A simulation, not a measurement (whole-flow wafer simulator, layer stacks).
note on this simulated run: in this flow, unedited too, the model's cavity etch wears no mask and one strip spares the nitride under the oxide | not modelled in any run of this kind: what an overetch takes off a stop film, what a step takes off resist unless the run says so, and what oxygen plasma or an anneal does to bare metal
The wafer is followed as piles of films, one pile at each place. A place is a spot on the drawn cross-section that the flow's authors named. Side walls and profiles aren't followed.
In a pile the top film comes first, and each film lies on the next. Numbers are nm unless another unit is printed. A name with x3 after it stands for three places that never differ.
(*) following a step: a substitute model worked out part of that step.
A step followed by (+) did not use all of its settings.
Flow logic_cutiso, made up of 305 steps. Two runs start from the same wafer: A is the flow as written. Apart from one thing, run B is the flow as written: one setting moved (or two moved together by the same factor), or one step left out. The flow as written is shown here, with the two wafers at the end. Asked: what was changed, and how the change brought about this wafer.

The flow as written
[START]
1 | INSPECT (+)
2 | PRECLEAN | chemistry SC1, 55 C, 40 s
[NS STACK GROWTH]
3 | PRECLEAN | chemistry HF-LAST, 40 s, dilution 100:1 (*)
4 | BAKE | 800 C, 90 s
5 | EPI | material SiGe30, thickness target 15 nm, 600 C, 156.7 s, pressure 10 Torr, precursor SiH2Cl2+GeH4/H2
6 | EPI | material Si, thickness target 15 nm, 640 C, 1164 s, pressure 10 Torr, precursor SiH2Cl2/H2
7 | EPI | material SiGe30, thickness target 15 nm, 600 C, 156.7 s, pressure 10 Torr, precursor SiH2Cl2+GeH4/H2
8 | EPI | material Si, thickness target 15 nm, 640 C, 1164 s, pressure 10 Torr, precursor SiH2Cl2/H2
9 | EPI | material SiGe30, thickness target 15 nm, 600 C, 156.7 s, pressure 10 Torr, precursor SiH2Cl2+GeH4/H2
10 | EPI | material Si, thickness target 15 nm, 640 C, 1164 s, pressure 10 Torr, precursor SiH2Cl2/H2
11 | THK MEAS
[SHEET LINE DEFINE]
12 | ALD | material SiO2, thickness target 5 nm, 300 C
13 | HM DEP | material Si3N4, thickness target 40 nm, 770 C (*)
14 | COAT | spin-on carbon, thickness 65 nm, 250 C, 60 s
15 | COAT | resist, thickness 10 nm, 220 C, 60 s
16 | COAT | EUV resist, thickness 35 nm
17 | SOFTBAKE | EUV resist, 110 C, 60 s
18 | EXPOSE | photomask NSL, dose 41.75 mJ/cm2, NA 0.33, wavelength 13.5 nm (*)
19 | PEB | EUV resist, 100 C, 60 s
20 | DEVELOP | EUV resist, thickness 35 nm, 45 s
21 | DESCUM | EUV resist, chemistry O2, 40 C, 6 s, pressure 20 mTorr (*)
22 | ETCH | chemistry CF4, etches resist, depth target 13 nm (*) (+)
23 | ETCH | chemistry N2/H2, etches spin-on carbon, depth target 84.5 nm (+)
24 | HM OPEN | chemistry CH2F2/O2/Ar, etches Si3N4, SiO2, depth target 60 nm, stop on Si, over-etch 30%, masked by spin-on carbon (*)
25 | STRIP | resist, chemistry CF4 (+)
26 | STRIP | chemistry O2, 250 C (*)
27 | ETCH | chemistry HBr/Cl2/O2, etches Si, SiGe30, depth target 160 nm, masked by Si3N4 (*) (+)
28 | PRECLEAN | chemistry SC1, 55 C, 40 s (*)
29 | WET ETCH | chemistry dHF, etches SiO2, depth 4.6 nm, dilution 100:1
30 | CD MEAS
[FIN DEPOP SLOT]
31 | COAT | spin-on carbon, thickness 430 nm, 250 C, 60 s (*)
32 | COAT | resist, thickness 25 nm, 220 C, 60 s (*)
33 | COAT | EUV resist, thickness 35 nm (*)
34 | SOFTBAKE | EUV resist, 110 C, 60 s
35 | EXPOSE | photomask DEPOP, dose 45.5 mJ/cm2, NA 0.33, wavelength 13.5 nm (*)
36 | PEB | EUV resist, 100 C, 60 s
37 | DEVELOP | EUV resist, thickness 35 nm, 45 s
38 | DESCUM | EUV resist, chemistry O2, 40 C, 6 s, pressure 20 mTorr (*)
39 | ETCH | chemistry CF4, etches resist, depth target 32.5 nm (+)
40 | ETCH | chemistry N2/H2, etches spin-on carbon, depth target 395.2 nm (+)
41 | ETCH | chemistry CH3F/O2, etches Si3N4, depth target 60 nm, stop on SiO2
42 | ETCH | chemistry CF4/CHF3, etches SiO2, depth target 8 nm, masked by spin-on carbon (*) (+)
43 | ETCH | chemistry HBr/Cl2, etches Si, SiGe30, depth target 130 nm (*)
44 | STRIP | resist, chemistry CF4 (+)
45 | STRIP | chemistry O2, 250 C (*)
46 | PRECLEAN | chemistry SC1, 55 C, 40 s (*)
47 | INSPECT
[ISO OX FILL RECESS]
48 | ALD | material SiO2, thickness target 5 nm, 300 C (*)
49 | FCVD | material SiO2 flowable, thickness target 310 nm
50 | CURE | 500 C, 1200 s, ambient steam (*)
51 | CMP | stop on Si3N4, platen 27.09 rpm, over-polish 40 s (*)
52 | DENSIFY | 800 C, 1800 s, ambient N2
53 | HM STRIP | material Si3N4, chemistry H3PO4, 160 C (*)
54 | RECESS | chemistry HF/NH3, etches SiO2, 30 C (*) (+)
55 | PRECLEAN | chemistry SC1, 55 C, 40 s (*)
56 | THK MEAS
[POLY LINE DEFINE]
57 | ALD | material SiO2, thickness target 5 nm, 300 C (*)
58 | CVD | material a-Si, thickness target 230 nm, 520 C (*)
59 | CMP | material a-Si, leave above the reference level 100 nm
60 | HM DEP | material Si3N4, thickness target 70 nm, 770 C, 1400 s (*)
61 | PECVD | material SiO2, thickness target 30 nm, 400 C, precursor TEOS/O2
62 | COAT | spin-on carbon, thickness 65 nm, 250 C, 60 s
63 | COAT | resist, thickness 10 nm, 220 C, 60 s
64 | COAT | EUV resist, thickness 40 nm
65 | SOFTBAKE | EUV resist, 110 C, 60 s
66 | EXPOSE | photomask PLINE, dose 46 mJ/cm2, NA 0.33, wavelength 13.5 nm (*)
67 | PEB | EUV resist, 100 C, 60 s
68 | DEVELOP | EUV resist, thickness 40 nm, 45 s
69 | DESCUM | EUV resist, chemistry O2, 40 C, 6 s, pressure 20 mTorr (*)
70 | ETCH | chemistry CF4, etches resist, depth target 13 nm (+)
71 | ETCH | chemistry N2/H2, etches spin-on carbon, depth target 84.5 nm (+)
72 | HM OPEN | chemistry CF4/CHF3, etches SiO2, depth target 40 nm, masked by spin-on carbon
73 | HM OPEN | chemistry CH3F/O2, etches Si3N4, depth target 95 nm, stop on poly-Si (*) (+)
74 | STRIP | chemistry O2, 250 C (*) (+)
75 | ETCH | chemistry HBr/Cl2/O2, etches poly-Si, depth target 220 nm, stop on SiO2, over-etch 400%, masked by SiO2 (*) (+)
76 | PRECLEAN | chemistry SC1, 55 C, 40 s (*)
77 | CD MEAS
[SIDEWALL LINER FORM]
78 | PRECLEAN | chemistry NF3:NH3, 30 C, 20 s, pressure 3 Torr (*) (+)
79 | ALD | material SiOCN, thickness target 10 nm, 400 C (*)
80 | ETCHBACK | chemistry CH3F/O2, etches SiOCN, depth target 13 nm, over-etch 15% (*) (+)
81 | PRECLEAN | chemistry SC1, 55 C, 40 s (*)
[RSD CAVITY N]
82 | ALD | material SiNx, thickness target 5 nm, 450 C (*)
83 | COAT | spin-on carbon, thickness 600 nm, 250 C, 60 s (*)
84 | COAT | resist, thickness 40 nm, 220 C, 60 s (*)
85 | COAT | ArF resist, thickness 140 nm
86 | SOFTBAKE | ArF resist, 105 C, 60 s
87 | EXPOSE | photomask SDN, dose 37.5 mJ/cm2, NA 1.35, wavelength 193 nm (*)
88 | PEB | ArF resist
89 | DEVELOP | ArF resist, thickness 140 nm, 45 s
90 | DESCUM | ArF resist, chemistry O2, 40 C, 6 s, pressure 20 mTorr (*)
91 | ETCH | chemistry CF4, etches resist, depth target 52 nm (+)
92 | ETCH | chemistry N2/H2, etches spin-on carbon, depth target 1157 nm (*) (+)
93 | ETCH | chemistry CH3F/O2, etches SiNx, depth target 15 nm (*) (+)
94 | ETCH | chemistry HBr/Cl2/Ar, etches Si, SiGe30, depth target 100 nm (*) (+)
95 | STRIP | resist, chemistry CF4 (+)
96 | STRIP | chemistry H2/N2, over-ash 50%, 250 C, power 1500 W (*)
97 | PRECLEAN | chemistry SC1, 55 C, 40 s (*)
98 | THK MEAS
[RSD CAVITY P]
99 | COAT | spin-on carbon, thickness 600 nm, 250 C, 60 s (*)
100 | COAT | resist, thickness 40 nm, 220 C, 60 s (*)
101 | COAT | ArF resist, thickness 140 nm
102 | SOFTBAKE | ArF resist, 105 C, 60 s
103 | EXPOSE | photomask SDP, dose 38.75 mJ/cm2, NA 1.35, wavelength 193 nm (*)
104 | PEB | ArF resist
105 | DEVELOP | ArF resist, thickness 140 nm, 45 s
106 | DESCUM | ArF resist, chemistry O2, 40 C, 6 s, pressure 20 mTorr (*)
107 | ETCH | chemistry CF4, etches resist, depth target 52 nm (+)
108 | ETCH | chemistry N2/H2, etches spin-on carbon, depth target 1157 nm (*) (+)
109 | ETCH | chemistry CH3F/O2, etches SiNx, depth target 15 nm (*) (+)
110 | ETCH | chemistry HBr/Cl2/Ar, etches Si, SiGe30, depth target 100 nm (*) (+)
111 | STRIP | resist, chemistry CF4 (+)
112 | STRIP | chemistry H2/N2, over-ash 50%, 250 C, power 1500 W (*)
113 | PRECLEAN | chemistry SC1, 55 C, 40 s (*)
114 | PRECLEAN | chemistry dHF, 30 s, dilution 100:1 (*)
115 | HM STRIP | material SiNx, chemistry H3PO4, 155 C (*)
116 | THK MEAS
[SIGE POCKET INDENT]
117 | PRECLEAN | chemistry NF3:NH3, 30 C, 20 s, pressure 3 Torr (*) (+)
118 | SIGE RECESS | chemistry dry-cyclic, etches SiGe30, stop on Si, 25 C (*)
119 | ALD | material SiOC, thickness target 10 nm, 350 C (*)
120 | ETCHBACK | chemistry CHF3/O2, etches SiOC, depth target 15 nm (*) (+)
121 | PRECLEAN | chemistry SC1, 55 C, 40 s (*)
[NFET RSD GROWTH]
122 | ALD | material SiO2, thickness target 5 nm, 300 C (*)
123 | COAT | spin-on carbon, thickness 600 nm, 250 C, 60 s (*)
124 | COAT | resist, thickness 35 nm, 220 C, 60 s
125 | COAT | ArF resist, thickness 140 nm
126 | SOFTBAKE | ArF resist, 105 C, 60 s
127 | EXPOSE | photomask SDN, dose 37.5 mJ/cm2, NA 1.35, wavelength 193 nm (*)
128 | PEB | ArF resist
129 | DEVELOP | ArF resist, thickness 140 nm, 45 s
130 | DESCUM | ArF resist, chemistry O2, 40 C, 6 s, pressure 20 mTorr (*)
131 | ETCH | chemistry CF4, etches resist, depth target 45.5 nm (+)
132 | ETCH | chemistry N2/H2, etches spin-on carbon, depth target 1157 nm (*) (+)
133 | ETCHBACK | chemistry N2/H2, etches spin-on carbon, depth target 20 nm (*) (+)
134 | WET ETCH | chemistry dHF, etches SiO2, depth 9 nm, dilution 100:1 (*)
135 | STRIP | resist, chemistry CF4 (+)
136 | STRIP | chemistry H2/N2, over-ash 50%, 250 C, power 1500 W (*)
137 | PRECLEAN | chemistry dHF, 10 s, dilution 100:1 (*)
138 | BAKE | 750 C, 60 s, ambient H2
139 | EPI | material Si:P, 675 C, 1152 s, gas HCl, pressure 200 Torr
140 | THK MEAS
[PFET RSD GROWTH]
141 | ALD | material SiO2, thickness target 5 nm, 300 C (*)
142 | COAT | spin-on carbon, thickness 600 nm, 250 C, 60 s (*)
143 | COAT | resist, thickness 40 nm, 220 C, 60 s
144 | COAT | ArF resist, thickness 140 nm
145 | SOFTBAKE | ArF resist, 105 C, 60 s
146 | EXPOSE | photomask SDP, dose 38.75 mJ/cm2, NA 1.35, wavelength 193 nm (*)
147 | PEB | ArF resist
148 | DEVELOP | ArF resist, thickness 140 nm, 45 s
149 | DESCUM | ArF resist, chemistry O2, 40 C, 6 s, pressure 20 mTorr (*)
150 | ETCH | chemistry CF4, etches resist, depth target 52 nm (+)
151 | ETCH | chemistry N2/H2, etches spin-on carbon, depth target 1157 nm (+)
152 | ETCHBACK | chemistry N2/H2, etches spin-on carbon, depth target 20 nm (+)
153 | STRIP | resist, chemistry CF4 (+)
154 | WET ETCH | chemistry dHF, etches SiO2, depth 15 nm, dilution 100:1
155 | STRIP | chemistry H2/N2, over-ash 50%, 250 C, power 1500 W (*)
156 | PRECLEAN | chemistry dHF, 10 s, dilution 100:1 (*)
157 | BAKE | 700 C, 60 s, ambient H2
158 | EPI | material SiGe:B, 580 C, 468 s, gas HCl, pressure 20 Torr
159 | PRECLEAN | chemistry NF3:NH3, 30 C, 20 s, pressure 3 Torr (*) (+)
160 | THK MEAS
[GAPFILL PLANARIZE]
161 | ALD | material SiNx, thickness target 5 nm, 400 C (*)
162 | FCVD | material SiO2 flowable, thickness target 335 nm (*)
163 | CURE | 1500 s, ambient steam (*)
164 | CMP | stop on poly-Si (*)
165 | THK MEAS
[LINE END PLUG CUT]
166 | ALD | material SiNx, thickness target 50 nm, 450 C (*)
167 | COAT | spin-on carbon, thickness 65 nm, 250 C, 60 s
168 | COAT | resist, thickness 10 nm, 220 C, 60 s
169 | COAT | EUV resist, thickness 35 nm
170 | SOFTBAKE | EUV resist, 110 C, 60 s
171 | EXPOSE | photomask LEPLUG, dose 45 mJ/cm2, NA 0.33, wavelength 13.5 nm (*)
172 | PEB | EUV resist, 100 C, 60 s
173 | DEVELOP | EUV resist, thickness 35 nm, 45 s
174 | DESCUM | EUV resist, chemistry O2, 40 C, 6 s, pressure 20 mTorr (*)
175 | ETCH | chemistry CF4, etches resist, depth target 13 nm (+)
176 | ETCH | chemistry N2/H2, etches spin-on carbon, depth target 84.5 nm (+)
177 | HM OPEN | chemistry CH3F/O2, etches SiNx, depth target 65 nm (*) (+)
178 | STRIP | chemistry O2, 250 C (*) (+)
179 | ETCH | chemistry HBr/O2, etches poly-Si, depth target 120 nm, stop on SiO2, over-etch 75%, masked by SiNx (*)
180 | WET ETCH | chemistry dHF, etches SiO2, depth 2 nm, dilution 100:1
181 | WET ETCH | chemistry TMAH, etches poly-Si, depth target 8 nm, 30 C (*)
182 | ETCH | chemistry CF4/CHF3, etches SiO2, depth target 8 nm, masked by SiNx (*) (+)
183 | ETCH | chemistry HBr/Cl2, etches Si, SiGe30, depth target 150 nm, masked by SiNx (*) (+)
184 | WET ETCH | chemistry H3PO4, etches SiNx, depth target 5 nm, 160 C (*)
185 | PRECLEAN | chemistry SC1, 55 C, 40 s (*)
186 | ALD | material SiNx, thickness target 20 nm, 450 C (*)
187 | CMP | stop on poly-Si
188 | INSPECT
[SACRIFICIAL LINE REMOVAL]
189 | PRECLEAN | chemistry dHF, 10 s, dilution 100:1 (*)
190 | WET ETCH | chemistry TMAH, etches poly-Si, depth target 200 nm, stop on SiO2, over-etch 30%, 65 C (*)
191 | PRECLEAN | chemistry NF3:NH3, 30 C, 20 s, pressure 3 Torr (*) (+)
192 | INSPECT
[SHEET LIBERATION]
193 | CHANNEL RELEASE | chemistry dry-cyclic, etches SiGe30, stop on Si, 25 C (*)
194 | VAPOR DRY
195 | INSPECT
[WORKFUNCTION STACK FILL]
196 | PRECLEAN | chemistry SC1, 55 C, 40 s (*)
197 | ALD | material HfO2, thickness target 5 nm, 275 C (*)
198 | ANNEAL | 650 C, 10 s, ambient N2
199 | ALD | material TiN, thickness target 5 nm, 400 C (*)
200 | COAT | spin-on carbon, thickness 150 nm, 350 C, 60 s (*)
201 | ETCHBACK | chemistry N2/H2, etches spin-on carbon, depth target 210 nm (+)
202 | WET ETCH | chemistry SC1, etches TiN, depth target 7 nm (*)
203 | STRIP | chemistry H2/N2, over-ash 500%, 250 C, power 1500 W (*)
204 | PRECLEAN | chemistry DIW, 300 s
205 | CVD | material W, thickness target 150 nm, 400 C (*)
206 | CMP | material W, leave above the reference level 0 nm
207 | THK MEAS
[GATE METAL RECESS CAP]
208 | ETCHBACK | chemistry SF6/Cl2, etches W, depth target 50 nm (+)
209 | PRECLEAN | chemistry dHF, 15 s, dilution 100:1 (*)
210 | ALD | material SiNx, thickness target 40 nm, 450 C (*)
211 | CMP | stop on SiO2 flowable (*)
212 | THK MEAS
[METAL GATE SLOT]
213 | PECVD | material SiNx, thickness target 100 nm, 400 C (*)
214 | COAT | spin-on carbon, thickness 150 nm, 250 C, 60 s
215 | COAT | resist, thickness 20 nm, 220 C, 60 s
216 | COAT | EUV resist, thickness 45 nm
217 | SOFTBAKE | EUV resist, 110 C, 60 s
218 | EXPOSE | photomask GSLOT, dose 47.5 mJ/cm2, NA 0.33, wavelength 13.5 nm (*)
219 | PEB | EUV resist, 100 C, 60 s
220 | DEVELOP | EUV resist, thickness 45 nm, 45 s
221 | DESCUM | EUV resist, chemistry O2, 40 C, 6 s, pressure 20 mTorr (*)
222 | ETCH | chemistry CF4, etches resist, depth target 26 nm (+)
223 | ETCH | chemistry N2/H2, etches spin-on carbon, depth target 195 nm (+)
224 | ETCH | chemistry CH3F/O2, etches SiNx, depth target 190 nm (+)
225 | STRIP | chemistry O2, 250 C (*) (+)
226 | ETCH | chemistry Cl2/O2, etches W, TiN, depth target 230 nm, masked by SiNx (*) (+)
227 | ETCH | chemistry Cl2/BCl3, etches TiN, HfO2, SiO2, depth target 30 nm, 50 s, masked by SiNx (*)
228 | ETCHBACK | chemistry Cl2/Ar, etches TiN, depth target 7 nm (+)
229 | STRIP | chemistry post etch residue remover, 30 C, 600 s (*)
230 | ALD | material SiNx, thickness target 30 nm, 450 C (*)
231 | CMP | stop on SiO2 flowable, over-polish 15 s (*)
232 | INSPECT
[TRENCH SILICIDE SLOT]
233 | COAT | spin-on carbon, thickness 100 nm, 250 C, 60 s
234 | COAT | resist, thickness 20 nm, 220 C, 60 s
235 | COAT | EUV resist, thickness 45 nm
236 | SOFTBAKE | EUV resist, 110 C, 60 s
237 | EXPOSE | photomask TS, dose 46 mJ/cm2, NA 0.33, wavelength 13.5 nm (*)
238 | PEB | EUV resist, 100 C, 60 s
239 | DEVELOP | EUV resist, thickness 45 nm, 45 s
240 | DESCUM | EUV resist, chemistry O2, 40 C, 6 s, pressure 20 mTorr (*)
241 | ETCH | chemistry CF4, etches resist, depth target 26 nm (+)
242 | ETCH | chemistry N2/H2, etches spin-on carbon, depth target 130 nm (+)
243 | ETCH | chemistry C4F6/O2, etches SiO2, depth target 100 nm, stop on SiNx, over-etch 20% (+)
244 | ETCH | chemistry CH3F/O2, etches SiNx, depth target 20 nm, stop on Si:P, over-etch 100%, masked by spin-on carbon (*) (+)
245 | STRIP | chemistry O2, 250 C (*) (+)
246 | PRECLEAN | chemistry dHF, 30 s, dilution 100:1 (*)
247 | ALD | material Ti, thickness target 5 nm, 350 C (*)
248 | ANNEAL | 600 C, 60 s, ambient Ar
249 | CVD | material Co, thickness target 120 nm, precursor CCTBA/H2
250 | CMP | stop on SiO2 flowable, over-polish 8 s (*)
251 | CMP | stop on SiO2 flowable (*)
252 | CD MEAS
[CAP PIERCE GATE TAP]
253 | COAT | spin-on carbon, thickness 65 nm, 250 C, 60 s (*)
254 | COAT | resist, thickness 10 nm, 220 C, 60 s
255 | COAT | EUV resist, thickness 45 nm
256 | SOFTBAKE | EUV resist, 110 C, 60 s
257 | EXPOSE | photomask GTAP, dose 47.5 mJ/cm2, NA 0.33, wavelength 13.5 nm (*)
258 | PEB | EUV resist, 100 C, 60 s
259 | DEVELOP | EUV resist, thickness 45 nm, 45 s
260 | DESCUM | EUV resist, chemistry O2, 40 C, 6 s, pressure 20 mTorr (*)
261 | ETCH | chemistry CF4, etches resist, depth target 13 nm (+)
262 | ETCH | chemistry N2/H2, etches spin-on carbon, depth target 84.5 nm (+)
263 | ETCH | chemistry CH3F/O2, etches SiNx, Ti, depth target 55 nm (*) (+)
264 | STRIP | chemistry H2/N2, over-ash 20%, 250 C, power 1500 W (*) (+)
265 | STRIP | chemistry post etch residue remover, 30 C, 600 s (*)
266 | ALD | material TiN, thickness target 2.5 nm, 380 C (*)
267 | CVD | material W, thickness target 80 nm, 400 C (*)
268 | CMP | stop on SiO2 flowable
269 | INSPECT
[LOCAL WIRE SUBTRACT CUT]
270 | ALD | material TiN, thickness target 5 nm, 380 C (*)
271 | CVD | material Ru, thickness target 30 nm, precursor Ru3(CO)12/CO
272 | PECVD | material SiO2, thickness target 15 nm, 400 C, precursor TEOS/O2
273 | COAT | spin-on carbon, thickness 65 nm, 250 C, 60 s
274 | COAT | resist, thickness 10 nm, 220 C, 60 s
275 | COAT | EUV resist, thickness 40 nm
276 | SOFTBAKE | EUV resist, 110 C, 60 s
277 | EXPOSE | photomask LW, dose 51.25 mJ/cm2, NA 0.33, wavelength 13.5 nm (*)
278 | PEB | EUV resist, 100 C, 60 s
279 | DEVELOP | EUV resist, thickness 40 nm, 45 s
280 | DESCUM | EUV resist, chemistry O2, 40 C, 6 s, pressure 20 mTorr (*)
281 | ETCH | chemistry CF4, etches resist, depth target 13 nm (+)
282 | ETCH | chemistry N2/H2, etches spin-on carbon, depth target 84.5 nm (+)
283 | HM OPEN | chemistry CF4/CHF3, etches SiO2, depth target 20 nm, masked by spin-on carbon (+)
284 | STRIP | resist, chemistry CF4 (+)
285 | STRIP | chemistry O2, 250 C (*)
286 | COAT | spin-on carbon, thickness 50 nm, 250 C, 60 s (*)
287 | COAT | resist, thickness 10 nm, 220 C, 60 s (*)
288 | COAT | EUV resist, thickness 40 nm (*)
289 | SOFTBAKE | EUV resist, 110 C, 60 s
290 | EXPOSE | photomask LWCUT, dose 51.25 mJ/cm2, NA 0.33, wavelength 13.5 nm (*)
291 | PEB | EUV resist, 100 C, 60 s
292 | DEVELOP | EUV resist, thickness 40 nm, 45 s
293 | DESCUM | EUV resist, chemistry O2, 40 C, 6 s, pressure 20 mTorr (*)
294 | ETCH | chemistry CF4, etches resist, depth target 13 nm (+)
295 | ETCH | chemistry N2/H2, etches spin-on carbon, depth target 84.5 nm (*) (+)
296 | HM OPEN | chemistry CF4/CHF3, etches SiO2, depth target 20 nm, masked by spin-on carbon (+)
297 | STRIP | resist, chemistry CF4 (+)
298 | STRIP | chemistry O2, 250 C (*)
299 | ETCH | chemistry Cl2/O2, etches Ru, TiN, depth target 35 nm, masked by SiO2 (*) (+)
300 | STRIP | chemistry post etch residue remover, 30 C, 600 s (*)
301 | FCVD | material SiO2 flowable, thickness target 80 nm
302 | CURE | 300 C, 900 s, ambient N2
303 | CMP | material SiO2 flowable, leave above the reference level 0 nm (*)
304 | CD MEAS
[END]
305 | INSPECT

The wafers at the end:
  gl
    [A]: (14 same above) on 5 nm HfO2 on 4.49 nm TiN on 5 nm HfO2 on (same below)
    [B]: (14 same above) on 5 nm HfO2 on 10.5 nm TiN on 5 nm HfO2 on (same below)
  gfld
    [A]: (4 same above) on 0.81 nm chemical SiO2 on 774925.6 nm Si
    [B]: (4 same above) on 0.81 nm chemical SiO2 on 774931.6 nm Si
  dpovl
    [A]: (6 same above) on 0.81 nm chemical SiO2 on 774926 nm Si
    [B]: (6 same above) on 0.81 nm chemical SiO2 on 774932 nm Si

The reason: step 7, EPI: thickness target 21 nm was run, whereas the flow has thickness target 15 nm; step 7, EPI: 219.4 s was run, where the flow has 156.7 s.

The path from the change to this, step by step:
  7 | EPI | material SiGe30, thickness target 15 nm, 600 C, 156.7 s, pressure 10 Torr, precursor SiH2Cl2+GeH4/H2
      depop, dpovl, gfld and 19 more: A SiGe30 gains 15 (new film) | B SiGe30 gains 21 (new film)
  27 | ETCH | chemistry HBr/Cl2/O2, etches Si, SiGe30, depth target 160 nm, masked by Si3N4 (*) (+)
      gfld, gxf, iso, lnri: A chemical SiO2 loses 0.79 (all of it), Si loses 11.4 (all of it), SiGe30 loses 15 (all of it), Si loses 15 (all of it), SiGe30 loses 15 (all of it), Si loses 15 (all of it), SiGe30 loses 15 (all of it), Si loses 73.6 | B chemical SiO2 loses 0.79 (all of it), Si loses 11.4 (all of it), SiGe30 loses 15 (all of it), Si loses 15 (all of it), SiGe30 loses 21 (all of it), Si loses 15 (all of it), SiGe30 loses 15 (all of it), Si loses 67.6
      dpovl, nsgap: A chemical SiO2 loses 0.79 (all of it), Si loses 11.8 (all of it), SiGe30 loses 15 (all of it), Si loses 15 (all of it), SiGe30 loses 15 (all of it), Si loses 15 (all of it), SiGe30 loses 15 (all of it), Si loses 73.2 | B chemical SiO2 loses 0.79 (all of it), Si loses 11.8 (all of it), SiGe30 loses 15 (all of it), Si loses 15 (all of it), SiGe30 loses 21 (all of it), Si loses 15 (all of it), SiGe30 loses 15 (all of it), Si loses 67.2
      (and at 1 other place as well)
  43 | ETCH | chemistry HBr/Cl2, etches Si, SiGe30, depth target 130 nm (*)
      depop: A Si loses 14 (all of it), SiGe30 loses 15 (all of it), Si loses 15 (all of it), SiGe30 loses 15 (all of it), Si loses 15 (all of it), SiGe30 loses 15 (all of it), Si loses 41 | B Si loses 14 (all of it), SiGe30 loses 15 (all of it), Si loses 15 (all of it), SiGe30 loses 21 (all of it), Si loses 15 (all of it), SiGe30 loses 15 (all of it), Si loses 35
  94 | ETCH | chemistry HBr/Cl2/Ar, etches Si, SiGe30, depth target 100 nm (*) (+)
      rsdn, rsdx: A chemical SiO2 loses 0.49 (all of it), Si loses 12.8 (all of it), SiGe30 loses 15 (all of it), Si loses 15 (all of it), SiGe30 loses 15 (all of it), Si loses 15 (all of it), SiGe30 loses 15 (all of it), Si loses 12.2 | B chemical SiO2 loses 0.49 (all of it), Si loses 12.8 (all of it), SiGe30 loses 15 (all of it), Si loses 15 (all of it), SiGe30 loses 21 (all of it), Si loses 15 (all of it), SiGe30 loses 15 (all of it), Si loses 6.16
  110 | ETCH | chemistry HBr/Cl2/Ar, etches Si, SiGe30, depth target 100 nm (*) (+)
      rsdp, rsdw: A chemical SiO2 loses 0.49 (all of it), Si loses 12.8 (all of it), SiGe30 loses 15 (all of it), Si loses 15 (all of it), SiGe30 loses 15 (all of it), Si loses 15 (all of it), SiGe30 loses 15 (all of it), Si loses 12.2 | B chemical SiO2 loses 0.49 (all of it), Si loses 12.8 (all of it), SiGe30 loses 15 (all of it), Si loses 15 (all of it), SiGe30 loses 21 (all of it), Si loses 15 (all of it), SiGe30 loses 15 (all of it), Si loses 6.16
  118 | SIGE RECESS | chemistry dry-cyclic, etches SiGe30, stop on Si, 25 C (*)
      lnr, lnrp, lnrt: A SiOCN loses 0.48, Si loses 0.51, cavity gains 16 (new film), SiGe30 loses 15 (all of it), Si loses 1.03, cavity gains 16 (new film), SiGe30 loses 15 (all of it), Si loses 1.03, cavity gains 16 (new film), SiGe30 loses 15 (all of it), Si loses 0.51 | B SiOCN loses 0.48, Si loses 0.51, cavity gains 16 (new film), SiGe30 loses 15 (all of it), Si loses 1.03, cavity gains 22 (new film), SiGe30 loses 21 (all of it), Si loses 1.03, cavity gains 16 (new film), SiGe30 loses 15 (all of it), Si loses 0.51
  119 | ALD | material SiOC, thickness target 10 nm, 350 C (*)
      lnr, lnrp, lnrt: A SiOC gains 10 (new film), SiOC gains 16 (new film), cavity loses 16 (all of it), SiOC gains 16 (new film), cavity loses 16 (all of it), SiOC gains 16 (new film), cavity loses 16 (all of it) | B SiOC gains 10 (new film), SiOC gains 16 (new film), cavity loses 16 (all of it), SiOC gains 22 (new film), cavity loses 22 (all of it), SiOC gains 16 (new film), cavity loses 16 (all of it)
  183 | ETCH | chemistry HBr/Cl2, etches Si, SiGe30, depth target 150 nm, masked by SiNx (*) (+)
      plug: A Si loses 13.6 (all of it), SiGe30 loses 15 (all of it), Si loses 15 (all of it), SiGe30 loses 15 (all of it), Si loses 15 (all of it), SiGe30 loses 15 (all of it), Si loses 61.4 | B Si loses 13.6 (all of it), SiGe30 loses 15 (all of it), Si loses 15 (all of it), SiGe30 loses 21 (all of it), Si loses 15 (all of it), SiGe30 loses 15 (all of it), Si loses 55.4
  193 | CHANNEL RELEASE | chemistry dry-cyclic, etches SiGe30, stop on Si, 25 C (*)
      gl, glp, gxn, gxp, ns, tap: A chemical SiO2 gains 0.8 (new film), Si loses 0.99, chemical SiO2 gains 0.8 (new film), cavity gains 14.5 (new film), chemical SiO2 gains 0.8 (new film), SiGe30 loses 15 (all of it), Si loses 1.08, chemical SiO2 gains 0.8 (new film), cavity gains 14.5 (new film), chemical SiO2 gains 0.8 (new film), SiGe30 loses 15 (all of it), Si loses 1.08, chemical SiO2 gains 0.8 (new film), cavity gains 14.5 (new film), chemical SiO2 gains 0.8 (new film), SiGe30 loses 15 (all of it), Si loses 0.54 | B chemical SiO2 gains 0.8 (new film), Si loses 0.99, chemical SiO2 gains 0.8 (new film), cavity gains 14.5 (new film), chemical SiO2 gains 0.8 (new film), SiGe30 loses 15 (all of it), Si loses 1.08, chemical SiO2 gains 0.8 (new film), cavity gains 20.5 (new film), chemical SiO2 gains 0.8 (new film), SiGe30 loses 21 (all of it), Si loses 1.08, chemical SiO2 gains 0.8 (new film), cavity gains 14.5 (new film), chemical SiO2 gains 0.8 (new film), SiGe30 loses 15 (all of it), Si loses 0.54
  199 | ALD | material TiN, thickness target 5 nm, 400 C (*)
      gl, glp, tap: A TiN gains 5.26 (new film), TiN gains 4.49 (new film), cavity loses 4.49 (all of it), TiN gains 4.49 (new film), cavity loses 4.49 (all of it), TiN gains 4.49 (new film), cavity loses 4.49 (all of it) | B TiN gains 5.26 (new film), TiN gains 4.49 (new film), cavity loses 4.49 (all of it), TiN gains 10.5 (new film), cavity loses 10.5 (all of it), TiN gains 4.49 (new film), cavity loses 4.49 (all of it)
      gxn, gxp, ns: A TiN gains 5 (new film), TiN gains 4.49 (new film), cavity loses 4.49 (all of it), TiN gains 4.49 (new film), cavity loses 4.49 (all of it), TiN gains 4.49 (new film), cavity loses 4.49 (all of it) | B TiN gains 5 (new film), TiN gains 4.49 (new film), cavity loses 4.49 (all of it), TiN gains 10.5 (new film), cavity loses 10.5 (all of it), TiN gains 4.49 (new film), cavity loses 4.49 (all of it)
